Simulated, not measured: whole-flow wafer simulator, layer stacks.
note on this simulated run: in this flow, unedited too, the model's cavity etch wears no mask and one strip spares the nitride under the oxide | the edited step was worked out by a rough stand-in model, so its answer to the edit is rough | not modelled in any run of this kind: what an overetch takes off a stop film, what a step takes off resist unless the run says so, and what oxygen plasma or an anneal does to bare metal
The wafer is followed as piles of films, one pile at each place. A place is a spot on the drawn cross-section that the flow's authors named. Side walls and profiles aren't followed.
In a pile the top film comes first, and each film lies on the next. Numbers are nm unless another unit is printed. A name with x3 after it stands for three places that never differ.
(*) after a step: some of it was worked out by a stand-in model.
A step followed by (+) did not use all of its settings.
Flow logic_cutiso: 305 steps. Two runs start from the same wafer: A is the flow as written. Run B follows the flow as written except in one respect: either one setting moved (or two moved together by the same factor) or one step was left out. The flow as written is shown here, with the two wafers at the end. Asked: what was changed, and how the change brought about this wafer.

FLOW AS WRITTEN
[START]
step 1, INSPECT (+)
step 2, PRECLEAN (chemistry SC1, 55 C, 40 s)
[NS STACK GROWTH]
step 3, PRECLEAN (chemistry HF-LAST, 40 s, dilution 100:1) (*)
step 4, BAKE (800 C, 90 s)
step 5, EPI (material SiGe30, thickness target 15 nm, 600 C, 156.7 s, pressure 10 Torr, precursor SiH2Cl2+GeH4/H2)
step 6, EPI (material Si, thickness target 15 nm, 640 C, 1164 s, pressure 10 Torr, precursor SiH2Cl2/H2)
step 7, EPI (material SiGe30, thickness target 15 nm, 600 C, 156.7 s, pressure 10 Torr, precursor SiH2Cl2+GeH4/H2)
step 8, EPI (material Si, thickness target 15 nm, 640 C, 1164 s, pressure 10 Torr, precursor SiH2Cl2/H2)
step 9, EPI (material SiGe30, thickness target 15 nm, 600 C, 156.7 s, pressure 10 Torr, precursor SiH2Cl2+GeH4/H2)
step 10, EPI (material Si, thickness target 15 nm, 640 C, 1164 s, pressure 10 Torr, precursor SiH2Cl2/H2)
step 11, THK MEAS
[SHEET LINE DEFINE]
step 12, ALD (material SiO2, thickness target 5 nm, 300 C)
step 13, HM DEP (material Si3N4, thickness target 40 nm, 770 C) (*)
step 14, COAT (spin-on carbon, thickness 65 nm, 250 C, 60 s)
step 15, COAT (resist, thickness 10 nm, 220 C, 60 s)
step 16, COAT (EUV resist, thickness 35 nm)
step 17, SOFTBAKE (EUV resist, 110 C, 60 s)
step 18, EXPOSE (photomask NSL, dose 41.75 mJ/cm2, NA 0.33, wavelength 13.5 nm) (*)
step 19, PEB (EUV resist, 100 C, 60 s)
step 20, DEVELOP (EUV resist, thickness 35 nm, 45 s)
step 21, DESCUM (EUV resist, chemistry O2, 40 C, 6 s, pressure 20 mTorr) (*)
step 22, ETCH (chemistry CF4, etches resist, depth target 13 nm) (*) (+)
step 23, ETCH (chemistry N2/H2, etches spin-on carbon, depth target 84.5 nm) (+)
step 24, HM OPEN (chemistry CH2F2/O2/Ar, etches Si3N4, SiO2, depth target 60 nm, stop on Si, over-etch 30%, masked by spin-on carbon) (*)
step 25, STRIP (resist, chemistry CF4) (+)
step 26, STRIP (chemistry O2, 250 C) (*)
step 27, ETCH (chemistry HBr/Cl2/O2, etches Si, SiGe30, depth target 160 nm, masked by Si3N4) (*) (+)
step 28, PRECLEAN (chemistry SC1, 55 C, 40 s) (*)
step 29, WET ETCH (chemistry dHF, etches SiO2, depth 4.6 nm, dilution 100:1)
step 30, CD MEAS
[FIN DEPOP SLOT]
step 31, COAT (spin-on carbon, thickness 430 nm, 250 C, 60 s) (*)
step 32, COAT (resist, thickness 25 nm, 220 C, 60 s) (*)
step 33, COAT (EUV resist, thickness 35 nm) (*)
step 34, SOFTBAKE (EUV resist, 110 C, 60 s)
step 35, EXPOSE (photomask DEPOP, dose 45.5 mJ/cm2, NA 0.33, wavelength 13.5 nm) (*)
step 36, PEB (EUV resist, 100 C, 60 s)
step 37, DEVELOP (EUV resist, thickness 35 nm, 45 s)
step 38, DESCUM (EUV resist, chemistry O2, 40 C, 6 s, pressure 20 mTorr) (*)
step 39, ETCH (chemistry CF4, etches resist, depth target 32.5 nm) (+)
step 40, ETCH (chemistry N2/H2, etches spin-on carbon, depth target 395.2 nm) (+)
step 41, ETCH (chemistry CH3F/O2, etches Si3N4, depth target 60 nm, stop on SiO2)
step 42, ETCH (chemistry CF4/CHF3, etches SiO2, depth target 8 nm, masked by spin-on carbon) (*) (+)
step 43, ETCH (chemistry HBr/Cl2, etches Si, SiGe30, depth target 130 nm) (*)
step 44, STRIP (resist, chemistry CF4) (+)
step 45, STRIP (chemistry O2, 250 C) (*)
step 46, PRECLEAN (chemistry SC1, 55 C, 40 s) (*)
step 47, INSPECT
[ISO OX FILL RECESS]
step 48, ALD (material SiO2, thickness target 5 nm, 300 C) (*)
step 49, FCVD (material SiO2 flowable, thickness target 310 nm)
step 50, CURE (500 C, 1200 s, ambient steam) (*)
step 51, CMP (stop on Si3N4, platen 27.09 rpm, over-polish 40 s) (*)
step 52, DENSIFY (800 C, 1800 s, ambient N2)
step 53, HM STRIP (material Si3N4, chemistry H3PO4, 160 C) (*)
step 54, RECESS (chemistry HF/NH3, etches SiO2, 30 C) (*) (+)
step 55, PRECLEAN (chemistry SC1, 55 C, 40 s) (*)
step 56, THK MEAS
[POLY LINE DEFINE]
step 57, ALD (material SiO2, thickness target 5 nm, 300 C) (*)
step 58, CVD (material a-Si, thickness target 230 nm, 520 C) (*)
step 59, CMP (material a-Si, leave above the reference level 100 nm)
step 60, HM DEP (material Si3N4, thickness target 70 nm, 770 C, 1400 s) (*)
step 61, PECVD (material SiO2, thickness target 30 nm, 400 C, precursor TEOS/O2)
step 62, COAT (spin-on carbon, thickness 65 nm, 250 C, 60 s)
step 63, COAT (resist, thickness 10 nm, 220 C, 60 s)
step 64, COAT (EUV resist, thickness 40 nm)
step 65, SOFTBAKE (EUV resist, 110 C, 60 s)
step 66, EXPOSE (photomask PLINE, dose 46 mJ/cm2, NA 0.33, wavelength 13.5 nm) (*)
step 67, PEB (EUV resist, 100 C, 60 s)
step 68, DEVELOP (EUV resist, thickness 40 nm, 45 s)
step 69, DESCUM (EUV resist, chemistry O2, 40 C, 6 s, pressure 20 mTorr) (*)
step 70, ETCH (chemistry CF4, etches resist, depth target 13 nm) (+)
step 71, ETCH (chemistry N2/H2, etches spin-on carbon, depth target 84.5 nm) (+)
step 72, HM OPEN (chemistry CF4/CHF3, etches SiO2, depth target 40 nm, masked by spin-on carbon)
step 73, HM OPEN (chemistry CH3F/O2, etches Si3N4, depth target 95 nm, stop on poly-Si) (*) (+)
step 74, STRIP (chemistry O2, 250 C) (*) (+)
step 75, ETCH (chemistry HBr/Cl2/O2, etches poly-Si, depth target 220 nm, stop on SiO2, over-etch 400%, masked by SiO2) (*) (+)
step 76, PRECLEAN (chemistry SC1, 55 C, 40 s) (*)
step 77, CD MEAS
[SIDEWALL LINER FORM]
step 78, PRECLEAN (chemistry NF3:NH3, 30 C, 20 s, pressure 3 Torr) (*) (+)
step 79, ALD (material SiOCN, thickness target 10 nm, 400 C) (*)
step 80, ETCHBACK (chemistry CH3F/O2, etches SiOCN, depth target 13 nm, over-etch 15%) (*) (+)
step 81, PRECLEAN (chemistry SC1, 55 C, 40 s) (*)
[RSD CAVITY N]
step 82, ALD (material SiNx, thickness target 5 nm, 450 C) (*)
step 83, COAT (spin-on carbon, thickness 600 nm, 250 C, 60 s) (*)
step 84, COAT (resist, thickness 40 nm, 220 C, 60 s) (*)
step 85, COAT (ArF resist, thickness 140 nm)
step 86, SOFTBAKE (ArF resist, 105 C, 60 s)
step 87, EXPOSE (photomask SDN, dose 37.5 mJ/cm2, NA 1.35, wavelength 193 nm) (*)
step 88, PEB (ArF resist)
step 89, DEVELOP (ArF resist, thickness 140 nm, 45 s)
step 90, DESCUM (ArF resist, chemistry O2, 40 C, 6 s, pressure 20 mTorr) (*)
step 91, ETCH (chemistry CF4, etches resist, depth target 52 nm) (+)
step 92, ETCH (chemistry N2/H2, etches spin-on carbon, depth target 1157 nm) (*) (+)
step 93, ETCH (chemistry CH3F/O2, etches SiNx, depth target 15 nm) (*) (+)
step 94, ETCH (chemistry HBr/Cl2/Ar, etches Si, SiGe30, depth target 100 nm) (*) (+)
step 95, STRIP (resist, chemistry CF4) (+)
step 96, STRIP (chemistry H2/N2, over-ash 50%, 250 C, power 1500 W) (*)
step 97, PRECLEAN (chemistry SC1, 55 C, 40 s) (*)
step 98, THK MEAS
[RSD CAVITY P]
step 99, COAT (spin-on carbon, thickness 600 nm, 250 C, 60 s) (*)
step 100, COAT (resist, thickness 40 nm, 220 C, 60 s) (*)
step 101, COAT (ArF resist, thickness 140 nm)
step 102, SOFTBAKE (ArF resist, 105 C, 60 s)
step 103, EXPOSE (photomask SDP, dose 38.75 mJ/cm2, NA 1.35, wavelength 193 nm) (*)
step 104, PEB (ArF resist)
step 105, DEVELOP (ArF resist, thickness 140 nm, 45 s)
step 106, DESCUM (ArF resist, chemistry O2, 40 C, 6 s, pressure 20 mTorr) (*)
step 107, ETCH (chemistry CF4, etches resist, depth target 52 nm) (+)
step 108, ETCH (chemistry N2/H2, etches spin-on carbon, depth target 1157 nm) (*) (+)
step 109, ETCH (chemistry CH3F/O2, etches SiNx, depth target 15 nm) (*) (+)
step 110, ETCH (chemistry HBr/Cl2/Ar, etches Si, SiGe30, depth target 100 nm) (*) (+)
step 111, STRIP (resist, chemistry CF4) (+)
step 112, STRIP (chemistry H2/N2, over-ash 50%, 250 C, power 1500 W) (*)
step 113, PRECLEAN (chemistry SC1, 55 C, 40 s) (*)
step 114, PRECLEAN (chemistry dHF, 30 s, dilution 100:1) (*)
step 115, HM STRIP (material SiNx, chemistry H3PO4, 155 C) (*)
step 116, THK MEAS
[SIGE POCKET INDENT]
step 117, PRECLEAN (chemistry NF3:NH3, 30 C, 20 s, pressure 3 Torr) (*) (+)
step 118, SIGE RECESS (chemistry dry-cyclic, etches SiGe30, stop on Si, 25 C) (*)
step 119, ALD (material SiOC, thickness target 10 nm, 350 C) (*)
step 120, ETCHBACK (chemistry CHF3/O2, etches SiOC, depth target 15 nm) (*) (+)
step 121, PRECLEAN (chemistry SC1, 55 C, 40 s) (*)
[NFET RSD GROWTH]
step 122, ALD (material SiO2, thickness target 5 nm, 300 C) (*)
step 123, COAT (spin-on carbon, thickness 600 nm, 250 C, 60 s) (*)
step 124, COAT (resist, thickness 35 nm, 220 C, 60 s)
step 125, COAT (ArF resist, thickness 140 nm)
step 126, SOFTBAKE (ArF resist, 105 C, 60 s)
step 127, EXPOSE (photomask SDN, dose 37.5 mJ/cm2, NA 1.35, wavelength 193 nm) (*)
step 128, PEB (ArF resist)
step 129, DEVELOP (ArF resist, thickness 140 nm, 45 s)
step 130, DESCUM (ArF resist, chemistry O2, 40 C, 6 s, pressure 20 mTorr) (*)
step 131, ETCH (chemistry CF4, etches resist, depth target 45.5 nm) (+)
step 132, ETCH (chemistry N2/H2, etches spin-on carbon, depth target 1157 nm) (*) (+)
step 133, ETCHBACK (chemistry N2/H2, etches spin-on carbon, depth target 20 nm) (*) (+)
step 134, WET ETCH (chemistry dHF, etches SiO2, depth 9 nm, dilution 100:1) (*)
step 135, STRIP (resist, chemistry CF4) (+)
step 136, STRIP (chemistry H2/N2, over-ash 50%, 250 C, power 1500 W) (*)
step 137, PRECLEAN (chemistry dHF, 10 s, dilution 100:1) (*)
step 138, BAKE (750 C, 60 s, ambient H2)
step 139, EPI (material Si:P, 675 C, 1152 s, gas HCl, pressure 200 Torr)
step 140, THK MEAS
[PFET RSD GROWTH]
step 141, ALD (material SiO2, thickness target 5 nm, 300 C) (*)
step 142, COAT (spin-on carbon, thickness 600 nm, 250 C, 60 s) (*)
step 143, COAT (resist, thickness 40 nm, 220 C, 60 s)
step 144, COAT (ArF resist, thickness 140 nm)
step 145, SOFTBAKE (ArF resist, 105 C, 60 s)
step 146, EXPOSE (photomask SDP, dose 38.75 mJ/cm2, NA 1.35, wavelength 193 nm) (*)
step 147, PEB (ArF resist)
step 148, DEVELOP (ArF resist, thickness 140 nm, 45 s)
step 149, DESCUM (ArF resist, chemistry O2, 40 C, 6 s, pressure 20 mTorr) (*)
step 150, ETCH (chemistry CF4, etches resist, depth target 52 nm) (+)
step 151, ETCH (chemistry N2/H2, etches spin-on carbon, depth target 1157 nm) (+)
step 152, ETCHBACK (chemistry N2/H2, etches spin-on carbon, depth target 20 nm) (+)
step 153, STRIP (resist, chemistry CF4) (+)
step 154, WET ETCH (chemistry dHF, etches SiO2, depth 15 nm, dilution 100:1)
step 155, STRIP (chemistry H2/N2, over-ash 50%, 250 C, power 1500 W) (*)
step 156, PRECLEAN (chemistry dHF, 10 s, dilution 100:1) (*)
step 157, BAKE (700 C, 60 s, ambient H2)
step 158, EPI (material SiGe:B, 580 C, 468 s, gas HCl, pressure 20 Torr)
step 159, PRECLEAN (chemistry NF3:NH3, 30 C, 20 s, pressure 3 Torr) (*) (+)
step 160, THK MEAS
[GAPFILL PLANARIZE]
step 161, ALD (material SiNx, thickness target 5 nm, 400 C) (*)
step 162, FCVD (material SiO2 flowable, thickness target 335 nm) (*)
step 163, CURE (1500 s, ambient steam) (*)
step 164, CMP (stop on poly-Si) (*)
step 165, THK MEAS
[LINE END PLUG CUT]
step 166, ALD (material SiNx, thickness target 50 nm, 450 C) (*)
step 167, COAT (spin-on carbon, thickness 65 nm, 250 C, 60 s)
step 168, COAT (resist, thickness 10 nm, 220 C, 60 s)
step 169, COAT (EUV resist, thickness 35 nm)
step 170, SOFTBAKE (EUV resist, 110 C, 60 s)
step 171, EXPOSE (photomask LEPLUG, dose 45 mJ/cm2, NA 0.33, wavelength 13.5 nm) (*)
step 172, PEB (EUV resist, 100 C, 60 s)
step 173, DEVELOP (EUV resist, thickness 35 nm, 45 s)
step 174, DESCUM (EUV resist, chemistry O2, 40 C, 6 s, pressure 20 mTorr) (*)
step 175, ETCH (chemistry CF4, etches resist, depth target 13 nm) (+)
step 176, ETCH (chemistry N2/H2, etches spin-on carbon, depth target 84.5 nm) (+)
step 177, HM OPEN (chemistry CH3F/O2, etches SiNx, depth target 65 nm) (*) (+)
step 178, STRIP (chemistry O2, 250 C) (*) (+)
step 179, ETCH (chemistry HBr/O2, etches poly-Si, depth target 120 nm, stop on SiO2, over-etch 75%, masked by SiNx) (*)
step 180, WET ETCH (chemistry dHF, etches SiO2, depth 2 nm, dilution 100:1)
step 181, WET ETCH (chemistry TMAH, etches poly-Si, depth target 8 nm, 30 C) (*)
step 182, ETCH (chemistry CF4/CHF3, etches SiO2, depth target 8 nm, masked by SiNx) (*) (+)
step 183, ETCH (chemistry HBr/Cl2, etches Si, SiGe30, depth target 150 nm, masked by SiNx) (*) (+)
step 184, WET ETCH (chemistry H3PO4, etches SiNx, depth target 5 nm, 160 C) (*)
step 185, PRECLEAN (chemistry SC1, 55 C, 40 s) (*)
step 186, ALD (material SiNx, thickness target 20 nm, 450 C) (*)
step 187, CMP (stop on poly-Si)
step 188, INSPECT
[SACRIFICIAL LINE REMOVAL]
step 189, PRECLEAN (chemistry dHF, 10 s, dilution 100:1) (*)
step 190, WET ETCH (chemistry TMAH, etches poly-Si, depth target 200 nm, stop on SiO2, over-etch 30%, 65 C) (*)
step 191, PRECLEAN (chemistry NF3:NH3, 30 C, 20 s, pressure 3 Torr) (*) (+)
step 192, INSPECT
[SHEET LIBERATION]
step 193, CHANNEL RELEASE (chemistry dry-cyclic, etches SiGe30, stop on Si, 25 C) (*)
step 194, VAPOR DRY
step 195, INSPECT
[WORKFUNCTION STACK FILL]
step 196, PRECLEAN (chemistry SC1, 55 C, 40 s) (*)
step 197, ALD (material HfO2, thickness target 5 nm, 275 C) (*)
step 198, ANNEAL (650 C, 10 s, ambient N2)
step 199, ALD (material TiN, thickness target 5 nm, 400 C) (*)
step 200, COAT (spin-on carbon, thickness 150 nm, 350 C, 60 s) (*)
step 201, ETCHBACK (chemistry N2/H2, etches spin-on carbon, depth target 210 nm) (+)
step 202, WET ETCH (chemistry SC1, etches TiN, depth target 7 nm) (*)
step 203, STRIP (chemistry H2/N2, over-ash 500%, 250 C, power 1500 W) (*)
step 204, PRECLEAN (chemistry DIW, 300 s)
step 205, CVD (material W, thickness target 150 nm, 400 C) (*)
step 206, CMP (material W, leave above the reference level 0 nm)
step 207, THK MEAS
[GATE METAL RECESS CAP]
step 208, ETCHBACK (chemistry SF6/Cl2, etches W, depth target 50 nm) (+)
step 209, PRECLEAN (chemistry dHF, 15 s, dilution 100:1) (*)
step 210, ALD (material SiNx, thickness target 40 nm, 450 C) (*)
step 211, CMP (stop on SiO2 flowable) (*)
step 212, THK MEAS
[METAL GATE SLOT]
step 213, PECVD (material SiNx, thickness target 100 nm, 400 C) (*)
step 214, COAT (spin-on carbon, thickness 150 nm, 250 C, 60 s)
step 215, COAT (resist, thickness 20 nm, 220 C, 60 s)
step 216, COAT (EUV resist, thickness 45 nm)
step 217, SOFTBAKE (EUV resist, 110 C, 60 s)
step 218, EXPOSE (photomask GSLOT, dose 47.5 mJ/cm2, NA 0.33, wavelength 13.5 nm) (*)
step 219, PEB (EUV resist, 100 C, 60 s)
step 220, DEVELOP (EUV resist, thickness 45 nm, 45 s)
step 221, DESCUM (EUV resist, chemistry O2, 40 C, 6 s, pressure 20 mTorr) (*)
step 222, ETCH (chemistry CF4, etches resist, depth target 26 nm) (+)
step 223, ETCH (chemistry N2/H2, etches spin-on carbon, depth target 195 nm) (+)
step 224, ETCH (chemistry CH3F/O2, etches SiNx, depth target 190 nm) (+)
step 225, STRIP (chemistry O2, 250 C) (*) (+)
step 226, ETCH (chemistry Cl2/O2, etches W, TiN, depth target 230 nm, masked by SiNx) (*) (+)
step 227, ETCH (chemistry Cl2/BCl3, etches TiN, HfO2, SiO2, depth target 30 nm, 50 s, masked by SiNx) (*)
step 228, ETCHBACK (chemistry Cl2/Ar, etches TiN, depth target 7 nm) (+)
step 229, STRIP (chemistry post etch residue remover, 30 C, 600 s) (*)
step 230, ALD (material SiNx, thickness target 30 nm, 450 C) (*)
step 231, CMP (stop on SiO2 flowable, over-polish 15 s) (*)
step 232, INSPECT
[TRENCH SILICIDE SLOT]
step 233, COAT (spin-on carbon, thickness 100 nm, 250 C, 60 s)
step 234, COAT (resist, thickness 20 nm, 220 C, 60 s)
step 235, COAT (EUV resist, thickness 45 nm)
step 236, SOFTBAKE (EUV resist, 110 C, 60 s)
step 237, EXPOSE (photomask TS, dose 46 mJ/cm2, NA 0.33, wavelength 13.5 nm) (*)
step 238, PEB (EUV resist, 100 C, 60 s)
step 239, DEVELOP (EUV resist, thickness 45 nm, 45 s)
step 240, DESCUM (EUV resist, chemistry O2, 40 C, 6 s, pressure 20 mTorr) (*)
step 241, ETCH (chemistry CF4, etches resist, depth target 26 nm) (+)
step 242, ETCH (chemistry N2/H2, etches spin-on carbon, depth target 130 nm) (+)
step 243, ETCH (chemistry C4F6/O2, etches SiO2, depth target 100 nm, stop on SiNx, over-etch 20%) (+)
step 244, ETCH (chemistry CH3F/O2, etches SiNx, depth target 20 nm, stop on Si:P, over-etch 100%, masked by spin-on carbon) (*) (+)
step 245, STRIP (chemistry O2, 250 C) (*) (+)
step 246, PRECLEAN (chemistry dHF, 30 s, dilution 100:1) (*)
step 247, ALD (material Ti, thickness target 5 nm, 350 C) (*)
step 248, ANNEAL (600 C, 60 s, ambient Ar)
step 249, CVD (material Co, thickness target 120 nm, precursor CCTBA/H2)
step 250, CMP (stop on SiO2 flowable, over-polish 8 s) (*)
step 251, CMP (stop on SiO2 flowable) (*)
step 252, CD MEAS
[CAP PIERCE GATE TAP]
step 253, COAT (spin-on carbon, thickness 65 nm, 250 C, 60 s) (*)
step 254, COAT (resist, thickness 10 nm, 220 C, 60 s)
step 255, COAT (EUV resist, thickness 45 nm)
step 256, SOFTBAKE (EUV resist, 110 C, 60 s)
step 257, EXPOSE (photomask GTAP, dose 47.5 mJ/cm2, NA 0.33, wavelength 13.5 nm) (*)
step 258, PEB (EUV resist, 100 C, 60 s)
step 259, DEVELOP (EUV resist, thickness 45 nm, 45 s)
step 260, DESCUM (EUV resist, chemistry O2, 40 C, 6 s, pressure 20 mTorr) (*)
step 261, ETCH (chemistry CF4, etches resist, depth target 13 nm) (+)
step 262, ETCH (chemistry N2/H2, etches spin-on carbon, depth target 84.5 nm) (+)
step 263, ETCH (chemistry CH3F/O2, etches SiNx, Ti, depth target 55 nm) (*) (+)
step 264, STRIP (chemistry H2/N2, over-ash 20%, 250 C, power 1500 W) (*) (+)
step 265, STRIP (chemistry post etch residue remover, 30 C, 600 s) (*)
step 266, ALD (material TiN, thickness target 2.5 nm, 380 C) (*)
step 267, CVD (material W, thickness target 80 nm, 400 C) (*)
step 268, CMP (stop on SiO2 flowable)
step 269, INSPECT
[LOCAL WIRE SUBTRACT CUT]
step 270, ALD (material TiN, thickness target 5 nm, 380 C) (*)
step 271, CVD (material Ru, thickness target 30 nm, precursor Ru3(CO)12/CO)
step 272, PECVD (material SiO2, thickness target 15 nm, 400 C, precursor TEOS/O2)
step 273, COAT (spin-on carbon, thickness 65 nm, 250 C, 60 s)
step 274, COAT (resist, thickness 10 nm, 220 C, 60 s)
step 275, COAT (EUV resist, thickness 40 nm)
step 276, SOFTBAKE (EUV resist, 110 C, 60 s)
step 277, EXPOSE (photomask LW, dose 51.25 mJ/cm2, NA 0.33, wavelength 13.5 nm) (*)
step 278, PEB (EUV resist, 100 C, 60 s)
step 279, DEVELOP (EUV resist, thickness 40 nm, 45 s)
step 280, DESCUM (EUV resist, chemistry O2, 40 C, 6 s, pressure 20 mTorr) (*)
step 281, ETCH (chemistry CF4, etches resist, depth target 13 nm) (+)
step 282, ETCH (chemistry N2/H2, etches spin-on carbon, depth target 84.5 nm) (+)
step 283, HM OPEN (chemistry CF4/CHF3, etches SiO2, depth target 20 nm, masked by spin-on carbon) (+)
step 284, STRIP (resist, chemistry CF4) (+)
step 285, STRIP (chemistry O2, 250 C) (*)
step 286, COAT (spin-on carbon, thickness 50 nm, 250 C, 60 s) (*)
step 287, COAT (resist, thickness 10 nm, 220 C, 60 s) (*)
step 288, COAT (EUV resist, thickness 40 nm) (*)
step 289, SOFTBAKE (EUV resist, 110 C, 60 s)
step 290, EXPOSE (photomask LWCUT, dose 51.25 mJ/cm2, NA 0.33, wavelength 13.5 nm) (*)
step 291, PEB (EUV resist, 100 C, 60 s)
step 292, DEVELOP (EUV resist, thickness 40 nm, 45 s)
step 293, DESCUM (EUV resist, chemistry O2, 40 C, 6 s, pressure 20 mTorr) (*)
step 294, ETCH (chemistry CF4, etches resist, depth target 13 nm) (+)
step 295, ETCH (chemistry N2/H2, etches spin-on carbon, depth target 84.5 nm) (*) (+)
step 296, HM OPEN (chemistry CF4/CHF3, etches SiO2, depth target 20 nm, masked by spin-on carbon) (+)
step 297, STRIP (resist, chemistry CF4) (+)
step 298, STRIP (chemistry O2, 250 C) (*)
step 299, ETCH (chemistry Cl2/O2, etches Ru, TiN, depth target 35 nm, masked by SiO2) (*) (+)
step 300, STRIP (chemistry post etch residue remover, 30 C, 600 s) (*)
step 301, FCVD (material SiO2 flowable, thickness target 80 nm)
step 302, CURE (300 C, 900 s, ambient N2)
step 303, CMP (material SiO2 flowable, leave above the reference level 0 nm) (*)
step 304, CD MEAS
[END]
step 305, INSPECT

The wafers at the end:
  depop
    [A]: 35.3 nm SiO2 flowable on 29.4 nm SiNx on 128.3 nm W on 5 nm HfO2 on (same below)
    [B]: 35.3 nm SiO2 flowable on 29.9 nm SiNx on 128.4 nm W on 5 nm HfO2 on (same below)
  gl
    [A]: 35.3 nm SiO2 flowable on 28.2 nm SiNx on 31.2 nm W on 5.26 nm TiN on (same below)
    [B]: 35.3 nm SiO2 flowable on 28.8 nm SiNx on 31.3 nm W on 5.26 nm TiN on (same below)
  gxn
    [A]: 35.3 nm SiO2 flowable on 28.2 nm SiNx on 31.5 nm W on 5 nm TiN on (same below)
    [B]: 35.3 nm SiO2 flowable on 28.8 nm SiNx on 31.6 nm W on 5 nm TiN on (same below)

Cause: step 162, FCVD: thickness target 201 nm was run, though the flow has thickness target 335 nm.

Step by step, how the change led to this:
  step 162, FCVD (material SiO2 flowable, thickness target 335 nm) (*)
      depop, dpovl, isow, ns, nsgap: A SiO2 flowable gains 335 (new film) | B SiO2 flowable gains 201 (new film)
      rsdn, rsdp, rsdw, rsdx: A SiO2 flowable gains 423.9 (new film) | B SiO2 flowable gains 289.9 (new film)
      (as well as at 13 more places)
  step 163, CURE (1500 s, ambient steam) (*)
      depop, dpovl, isow, ns, nsgap: A SiO2 flowable loses 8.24 | B SiO2 flowable loses 5
      gfld: A SiO2 flowable loses 7.46 | B SiO2 flowable loses 4.67
      (as well as at 16 more places)
  step 164, CMP (stop on poly-Si) (*)
      depop, dpovl, isow, ns, nsgap: A SiO2 flowable loses 326.8 (all of it), SiNx loses 5 (all of it), SiO2 loses 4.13 (all of it), Si3N4 loses 70 (all of it) | B SiO2 flowable loses 196 (all of it), SiNx loses 5 (all of it), SiO2 loses 4.13 (all of it), Si3N4 loses 70 (all of it)
      gl, tap: A SiO2 flowable loses 270.7 (all of it), SiNx loses 5 (all of it), Si3N4 loses 55.3 (all of it) | B SiO2 flowable loses 139.8 (all of it), SiNx loses 5 (all of it), Si3N4 loses 55.3 (all of it)
      (as well as at 15 more places)
  step 250, CMP (stop on SiO2 flowable, over-polish 8 s) (*)
      iso: A Co loses 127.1 | B Co loses 127.9 (all of it)
  step 251, CMP (stop on SiO2 flowable) (*)
      iso: A Co loses 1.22 (all of it), Ti loses 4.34 | B Ti loses 4.68
